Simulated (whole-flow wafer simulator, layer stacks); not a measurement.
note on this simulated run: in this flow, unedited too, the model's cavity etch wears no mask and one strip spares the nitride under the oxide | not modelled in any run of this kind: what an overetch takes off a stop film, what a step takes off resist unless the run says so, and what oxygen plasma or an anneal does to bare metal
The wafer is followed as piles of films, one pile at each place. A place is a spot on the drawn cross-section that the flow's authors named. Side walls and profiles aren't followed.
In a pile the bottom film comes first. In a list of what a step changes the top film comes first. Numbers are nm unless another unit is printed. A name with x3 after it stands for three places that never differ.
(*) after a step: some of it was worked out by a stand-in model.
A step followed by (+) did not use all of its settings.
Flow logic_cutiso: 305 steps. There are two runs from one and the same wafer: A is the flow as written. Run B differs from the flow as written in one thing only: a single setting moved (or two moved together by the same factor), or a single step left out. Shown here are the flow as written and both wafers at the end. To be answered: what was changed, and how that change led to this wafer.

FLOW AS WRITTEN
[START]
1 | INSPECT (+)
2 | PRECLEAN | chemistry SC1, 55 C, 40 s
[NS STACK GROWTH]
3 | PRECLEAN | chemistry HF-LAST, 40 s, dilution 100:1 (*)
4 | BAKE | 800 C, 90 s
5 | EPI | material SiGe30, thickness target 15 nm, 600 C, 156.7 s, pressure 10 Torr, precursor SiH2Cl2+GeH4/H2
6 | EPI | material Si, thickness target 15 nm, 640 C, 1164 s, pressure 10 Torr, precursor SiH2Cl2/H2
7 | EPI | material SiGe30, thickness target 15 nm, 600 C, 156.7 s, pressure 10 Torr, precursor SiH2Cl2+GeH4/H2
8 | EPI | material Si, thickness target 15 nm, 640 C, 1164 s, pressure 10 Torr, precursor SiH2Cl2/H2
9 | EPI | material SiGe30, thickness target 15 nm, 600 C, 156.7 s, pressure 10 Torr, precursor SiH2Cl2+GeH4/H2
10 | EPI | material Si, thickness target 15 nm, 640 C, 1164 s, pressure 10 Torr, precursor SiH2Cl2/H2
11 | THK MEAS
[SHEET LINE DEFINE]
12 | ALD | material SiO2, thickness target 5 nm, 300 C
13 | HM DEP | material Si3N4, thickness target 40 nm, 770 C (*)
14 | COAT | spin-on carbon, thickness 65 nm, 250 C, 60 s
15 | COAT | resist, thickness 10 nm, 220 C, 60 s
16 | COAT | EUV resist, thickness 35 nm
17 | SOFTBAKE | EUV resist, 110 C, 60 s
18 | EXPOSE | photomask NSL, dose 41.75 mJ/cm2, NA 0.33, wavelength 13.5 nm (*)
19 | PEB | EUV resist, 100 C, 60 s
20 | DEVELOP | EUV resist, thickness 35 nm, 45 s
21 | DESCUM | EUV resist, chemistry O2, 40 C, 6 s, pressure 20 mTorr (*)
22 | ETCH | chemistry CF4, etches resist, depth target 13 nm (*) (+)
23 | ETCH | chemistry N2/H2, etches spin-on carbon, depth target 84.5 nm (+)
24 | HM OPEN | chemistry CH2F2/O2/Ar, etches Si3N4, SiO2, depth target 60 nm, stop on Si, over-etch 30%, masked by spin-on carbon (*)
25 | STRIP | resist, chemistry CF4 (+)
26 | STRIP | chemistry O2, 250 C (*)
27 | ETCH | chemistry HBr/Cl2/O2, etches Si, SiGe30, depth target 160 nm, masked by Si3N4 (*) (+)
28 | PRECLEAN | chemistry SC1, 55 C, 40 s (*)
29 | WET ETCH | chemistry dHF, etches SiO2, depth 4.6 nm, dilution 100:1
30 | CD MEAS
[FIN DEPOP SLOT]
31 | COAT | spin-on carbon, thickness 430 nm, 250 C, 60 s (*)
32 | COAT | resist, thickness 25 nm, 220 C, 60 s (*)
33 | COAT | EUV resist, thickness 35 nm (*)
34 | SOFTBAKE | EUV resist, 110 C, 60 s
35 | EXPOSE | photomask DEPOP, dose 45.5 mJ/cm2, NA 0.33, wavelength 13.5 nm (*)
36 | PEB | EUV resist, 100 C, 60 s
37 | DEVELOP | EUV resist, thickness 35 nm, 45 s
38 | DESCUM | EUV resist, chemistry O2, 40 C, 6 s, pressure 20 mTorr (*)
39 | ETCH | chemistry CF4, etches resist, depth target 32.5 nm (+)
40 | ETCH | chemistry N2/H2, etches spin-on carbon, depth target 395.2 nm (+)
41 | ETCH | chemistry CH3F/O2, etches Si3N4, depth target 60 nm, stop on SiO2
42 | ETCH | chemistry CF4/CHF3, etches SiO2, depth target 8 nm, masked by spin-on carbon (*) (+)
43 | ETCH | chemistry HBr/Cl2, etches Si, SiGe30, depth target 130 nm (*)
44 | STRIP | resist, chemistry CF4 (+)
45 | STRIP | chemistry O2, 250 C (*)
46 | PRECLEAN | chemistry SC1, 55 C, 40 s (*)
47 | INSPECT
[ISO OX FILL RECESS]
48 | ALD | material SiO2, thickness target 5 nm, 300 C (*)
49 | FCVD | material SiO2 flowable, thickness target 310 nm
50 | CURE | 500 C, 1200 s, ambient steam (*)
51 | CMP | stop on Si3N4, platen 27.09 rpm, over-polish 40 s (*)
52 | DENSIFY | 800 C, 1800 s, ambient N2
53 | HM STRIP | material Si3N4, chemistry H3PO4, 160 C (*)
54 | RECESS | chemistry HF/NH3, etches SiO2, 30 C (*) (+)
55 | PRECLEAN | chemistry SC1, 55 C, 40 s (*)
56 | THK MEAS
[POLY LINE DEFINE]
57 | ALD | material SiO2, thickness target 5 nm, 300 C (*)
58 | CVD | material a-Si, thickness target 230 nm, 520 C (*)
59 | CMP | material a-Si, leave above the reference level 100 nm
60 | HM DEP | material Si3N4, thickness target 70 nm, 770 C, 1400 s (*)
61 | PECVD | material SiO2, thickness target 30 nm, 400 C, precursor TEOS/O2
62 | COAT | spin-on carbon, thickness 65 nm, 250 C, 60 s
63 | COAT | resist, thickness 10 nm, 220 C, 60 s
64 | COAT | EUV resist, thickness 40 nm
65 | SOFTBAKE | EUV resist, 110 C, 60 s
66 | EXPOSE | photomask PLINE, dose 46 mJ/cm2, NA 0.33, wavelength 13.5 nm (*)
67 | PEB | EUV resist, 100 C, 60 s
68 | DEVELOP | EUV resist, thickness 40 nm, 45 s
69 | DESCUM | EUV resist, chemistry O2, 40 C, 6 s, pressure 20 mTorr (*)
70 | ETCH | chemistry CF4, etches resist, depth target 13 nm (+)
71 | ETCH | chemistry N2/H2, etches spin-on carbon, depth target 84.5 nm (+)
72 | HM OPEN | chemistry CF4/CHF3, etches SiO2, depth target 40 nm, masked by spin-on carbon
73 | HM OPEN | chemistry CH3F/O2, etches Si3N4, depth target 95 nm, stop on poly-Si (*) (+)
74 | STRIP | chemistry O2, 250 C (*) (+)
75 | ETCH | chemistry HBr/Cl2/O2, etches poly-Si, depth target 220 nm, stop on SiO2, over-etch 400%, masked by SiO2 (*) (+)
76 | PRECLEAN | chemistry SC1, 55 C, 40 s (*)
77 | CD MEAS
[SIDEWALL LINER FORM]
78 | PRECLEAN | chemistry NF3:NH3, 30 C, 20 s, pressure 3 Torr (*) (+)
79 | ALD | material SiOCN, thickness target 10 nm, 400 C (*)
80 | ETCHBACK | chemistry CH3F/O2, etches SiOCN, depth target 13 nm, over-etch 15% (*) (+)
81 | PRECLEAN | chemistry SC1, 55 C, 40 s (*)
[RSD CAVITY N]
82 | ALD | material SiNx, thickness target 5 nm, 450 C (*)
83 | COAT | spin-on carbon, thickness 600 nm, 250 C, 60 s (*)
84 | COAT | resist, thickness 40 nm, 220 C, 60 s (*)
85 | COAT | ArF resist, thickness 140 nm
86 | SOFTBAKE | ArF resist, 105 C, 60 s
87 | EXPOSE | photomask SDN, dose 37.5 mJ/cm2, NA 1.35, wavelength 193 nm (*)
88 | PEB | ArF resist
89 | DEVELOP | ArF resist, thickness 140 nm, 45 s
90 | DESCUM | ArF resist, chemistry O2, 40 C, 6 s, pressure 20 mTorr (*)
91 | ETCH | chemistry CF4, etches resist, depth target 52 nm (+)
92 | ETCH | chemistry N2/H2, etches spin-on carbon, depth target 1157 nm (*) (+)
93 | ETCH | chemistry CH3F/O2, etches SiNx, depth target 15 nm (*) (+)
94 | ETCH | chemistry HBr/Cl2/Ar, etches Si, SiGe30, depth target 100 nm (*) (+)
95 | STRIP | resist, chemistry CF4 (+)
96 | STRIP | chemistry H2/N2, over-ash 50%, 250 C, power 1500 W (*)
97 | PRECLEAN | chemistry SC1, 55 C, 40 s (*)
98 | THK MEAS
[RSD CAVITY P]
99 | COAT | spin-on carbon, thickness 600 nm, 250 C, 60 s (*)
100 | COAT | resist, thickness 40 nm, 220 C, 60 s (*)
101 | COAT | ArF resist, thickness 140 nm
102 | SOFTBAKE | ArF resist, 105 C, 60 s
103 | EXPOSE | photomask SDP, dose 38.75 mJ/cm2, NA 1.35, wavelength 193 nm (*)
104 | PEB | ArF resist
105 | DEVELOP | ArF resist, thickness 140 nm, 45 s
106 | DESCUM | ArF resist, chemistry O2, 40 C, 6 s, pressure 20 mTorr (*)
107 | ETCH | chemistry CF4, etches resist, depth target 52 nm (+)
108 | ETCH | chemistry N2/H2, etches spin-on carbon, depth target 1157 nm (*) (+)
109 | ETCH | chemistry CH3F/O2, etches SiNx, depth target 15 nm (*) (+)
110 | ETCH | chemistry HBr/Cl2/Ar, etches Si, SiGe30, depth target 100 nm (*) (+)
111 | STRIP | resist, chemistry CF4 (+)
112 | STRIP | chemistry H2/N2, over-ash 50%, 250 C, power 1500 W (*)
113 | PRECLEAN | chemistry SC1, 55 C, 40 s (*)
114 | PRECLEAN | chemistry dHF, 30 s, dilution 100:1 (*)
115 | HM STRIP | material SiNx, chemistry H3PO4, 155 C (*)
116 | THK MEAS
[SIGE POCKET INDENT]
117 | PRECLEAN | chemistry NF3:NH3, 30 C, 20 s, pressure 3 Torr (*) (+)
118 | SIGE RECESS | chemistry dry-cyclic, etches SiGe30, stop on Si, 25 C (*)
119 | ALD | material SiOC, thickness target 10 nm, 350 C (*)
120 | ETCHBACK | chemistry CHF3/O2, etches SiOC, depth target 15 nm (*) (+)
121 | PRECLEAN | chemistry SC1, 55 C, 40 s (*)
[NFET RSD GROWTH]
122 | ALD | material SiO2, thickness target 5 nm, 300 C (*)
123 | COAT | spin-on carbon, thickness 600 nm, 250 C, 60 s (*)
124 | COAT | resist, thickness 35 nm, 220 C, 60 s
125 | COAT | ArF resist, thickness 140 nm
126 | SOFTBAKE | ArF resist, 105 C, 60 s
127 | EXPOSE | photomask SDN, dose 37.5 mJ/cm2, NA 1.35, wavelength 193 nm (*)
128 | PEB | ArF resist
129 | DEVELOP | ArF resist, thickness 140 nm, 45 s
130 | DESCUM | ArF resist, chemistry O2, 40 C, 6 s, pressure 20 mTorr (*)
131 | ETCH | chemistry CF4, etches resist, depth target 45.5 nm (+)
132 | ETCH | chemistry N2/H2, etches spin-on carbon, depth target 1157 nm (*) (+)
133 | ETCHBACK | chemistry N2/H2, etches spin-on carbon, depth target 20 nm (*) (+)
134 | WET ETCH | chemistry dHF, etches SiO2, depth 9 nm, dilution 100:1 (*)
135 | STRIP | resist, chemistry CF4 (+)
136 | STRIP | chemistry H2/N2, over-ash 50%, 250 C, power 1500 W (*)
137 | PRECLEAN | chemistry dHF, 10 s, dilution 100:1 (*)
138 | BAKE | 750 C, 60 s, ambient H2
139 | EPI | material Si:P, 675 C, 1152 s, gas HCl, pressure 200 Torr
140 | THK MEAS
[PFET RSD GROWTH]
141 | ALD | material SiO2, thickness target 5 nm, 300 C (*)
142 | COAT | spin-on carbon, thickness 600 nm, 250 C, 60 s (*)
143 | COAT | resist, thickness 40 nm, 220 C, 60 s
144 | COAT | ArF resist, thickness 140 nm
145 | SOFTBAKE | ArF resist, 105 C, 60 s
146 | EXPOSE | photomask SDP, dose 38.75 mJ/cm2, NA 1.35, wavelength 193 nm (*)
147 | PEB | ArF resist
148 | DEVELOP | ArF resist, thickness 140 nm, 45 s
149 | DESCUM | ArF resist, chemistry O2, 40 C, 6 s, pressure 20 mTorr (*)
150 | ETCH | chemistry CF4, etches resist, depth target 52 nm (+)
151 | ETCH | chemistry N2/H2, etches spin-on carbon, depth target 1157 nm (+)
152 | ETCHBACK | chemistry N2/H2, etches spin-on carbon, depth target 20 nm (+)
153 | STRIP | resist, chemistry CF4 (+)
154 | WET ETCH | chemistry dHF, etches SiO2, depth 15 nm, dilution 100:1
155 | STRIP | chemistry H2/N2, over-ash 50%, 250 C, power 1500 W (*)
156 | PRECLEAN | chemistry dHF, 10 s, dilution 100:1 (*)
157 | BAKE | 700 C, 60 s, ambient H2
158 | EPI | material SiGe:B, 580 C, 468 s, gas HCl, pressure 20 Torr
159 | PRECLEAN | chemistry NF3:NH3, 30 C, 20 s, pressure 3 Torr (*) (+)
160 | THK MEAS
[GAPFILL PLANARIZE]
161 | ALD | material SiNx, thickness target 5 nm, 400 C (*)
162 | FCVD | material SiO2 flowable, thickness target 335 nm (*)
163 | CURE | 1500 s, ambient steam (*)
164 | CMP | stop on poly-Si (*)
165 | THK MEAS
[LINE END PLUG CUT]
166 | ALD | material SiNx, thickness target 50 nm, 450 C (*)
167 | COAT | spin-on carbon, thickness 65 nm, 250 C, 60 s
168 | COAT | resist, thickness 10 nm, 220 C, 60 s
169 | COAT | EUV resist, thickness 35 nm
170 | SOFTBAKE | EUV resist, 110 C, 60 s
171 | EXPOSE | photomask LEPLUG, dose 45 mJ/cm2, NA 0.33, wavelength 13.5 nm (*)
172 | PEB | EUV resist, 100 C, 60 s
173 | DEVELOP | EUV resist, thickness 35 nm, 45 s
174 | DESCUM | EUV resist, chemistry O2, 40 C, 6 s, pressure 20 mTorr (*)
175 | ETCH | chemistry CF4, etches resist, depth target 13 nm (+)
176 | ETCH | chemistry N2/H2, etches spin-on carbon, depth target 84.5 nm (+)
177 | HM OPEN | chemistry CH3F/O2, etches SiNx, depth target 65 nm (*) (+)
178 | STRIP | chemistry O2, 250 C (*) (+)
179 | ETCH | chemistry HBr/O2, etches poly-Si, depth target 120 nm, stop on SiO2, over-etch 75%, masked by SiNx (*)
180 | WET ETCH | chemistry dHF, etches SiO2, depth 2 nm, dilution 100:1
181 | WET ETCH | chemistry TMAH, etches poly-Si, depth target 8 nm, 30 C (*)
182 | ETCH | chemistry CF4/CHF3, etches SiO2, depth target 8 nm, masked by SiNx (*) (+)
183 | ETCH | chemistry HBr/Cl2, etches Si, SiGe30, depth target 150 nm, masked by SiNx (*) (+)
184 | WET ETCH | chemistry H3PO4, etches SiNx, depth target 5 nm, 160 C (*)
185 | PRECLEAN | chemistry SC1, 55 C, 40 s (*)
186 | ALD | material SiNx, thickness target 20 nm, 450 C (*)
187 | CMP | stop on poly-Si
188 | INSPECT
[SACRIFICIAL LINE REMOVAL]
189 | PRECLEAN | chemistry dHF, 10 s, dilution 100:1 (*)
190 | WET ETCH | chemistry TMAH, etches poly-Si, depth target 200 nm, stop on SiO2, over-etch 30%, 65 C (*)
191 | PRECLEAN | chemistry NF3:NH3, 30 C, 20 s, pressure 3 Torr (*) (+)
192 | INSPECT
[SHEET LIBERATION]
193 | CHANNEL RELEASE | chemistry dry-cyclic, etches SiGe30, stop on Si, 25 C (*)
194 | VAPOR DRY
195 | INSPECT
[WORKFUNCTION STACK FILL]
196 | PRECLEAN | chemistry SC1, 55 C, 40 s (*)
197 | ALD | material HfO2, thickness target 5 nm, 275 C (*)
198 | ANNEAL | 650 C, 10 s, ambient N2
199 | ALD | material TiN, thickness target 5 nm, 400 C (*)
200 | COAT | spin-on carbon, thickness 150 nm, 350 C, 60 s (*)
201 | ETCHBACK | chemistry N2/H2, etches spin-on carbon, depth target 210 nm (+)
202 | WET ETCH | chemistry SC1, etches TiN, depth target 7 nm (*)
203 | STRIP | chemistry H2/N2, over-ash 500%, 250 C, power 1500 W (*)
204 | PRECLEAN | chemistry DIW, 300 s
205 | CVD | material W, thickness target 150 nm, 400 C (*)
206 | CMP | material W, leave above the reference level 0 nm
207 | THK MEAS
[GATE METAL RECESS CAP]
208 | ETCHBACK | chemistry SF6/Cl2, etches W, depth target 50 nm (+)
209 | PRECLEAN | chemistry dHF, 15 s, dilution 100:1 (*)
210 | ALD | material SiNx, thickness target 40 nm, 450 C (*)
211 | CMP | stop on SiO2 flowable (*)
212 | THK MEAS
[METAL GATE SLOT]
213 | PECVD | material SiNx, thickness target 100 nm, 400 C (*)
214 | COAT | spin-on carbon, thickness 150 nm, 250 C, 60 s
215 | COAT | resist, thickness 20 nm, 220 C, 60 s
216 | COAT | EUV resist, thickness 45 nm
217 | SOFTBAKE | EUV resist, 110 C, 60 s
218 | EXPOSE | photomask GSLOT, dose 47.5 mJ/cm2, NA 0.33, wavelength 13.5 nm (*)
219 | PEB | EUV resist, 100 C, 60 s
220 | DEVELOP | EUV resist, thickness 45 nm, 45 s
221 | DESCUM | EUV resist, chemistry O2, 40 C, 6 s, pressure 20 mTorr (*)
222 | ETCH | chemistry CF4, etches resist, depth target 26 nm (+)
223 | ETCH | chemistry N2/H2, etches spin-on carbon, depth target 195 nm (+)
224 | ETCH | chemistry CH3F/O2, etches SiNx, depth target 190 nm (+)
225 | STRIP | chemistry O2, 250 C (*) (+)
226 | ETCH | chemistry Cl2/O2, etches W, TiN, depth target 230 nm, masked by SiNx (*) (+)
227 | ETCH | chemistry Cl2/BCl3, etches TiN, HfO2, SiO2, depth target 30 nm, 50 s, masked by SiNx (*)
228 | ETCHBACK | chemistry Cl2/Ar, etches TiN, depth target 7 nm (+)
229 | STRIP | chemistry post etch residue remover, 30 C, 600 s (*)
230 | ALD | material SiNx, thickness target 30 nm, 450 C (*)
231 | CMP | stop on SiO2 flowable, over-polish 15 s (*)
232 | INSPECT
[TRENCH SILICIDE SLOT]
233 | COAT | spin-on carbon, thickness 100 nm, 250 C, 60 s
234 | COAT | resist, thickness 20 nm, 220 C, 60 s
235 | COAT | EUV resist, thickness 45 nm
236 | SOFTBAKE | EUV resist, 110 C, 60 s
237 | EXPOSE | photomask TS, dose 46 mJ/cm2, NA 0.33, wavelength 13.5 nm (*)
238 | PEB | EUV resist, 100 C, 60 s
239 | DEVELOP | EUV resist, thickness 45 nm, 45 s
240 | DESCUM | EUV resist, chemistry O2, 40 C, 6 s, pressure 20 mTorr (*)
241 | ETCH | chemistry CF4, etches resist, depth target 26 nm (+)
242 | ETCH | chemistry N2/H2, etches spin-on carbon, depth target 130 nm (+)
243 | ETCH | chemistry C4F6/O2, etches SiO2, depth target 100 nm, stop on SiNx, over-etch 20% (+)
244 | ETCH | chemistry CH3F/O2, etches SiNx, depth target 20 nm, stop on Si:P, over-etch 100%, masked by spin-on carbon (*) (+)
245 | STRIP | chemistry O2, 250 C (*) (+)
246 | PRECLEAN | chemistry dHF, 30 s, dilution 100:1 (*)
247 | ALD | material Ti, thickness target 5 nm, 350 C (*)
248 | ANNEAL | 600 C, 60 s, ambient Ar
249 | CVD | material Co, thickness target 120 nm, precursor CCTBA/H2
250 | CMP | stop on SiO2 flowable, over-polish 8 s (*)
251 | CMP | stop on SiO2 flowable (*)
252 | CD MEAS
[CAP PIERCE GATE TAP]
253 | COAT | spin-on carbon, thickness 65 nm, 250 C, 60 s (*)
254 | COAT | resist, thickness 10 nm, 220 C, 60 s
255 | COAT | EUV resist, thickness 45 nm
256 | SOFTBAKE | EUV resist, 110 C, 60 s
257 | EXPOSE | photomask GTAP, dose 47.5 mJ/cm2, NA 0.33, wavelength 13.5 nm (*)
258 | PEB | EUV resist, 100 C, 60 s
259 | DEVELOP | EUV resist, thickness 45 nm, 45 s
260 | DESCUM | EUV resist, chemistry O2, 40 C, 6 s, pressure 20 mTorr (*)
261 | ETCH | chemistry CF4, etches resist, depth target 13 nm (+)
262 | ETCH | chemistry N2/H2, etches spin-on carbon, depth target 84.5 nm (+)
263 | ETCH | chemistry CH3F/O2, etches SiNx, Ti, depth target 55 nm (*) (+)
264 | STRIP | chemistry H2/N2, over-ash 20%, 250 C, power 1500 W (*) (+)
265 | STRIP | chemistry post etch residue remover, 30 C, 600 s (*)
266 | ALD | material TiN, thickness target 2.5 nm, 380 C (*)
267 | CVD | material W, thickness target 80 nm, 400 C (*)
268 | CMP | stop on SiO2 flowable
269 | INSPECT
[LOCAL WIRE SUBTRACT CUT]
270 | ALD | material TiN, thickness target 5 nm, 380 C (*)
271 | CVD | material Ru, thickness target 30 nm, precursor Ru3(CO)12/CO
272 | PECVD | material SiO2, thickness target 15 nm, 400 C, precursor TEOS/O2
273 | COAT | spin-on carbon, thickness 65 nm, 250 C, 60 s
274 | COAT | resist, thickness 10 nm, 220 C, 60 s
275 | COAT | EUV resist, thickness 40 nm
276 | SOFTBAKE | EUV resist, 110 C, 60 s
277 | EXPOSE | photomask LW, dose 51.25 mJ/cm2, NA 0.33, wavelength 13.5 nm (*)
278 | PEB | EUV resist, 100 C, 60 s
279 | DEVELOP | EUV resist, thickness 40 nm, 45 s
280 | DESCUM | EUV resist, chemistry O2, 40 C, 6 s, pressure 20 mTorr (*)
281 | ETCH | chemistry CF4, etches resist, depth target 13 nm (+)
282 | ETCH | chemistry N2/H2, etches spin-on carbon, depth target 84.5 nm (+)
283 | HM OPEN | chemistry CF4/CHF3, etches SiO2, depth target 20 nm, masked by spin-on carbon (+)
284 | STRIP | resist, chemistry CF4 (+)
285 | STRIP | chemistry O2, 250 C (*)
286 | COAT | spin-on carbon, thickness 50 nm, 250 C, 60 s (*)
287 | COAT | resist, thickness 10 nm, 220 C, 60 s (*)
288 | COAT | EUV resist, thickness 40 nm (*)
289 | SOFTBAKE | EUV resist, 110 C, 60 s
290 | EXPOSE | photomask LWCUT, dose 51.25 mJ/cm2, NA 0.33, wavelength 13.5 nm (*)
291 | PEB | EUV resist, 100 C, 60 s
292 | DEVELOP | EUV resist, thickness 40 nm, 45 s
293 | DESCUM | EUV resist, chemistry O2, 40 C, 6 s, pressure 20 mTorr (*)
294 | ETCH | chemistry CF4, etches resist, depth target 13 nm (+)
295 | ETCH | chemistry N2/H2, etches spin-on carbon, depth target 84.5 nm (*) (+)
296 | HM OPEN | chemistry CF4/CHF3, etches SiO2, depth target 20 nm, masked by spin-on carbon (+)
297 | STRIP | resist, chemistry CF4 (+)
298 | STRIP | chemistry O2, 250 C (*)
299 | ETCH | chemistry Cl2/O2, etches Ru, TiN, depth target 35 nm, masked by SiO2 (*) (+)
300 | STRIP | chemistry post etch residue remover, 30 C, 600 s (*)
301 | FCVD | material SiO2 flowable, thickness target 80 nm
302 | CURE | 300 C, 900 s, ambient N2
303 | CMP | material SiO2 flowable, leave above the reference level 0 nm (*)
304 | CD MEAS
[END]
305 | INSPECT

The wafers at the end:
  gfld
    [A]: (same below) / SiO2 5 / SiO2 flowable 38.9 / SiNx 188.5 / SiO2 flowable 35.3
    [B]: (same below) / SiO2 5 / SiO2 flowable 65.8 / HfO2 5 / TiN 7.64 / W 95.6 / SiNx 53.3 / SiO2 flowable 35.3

Cause: step 226, ETCH: chemistry Cl2/O2, etches W, TiN, depth target 230 nm, masked by SiNx (*) (+), was skipped.

How this came from the change, step by step:
  227 | ETCH | chemistry Cl2/BCl3, etches TiN, HfO2, SiO2, depth target 30 nm, 50 s, masked by SiNx (*)
      gfld: A -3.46 HfO2 (all of it), -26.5 SiO2 flowable | B -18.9 W
  228 | ETCHBACK | chemistry Cl2/Ar, etches TiN, depth target 7 nm (+)
      gfld: A -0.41 SiO2 flowable | B -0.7 W
  230 | ALD | material SiNx, thickness target 30 nm, 450 C (*)
      gfld: A +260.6 SiNx (new film) | B +156.2 SiNx (new film)
  231 | CMP | stop on SiO2 flowable, over-polish 15 s (*)
      depop, dpovl, gfld and 10 more: A -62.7 SiNx | B -93.5 SiNx
      lnr, lnri, lnrp, lnrt: A -61 SiNx (all of it), -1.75 SiOCN | B -91.7 SiNx (all of it), -1.75 SiOCN
      (also at 5 further places)
If metal films that touch count as one body, gfld has 1 body; the flow as written gives 0 bodies.
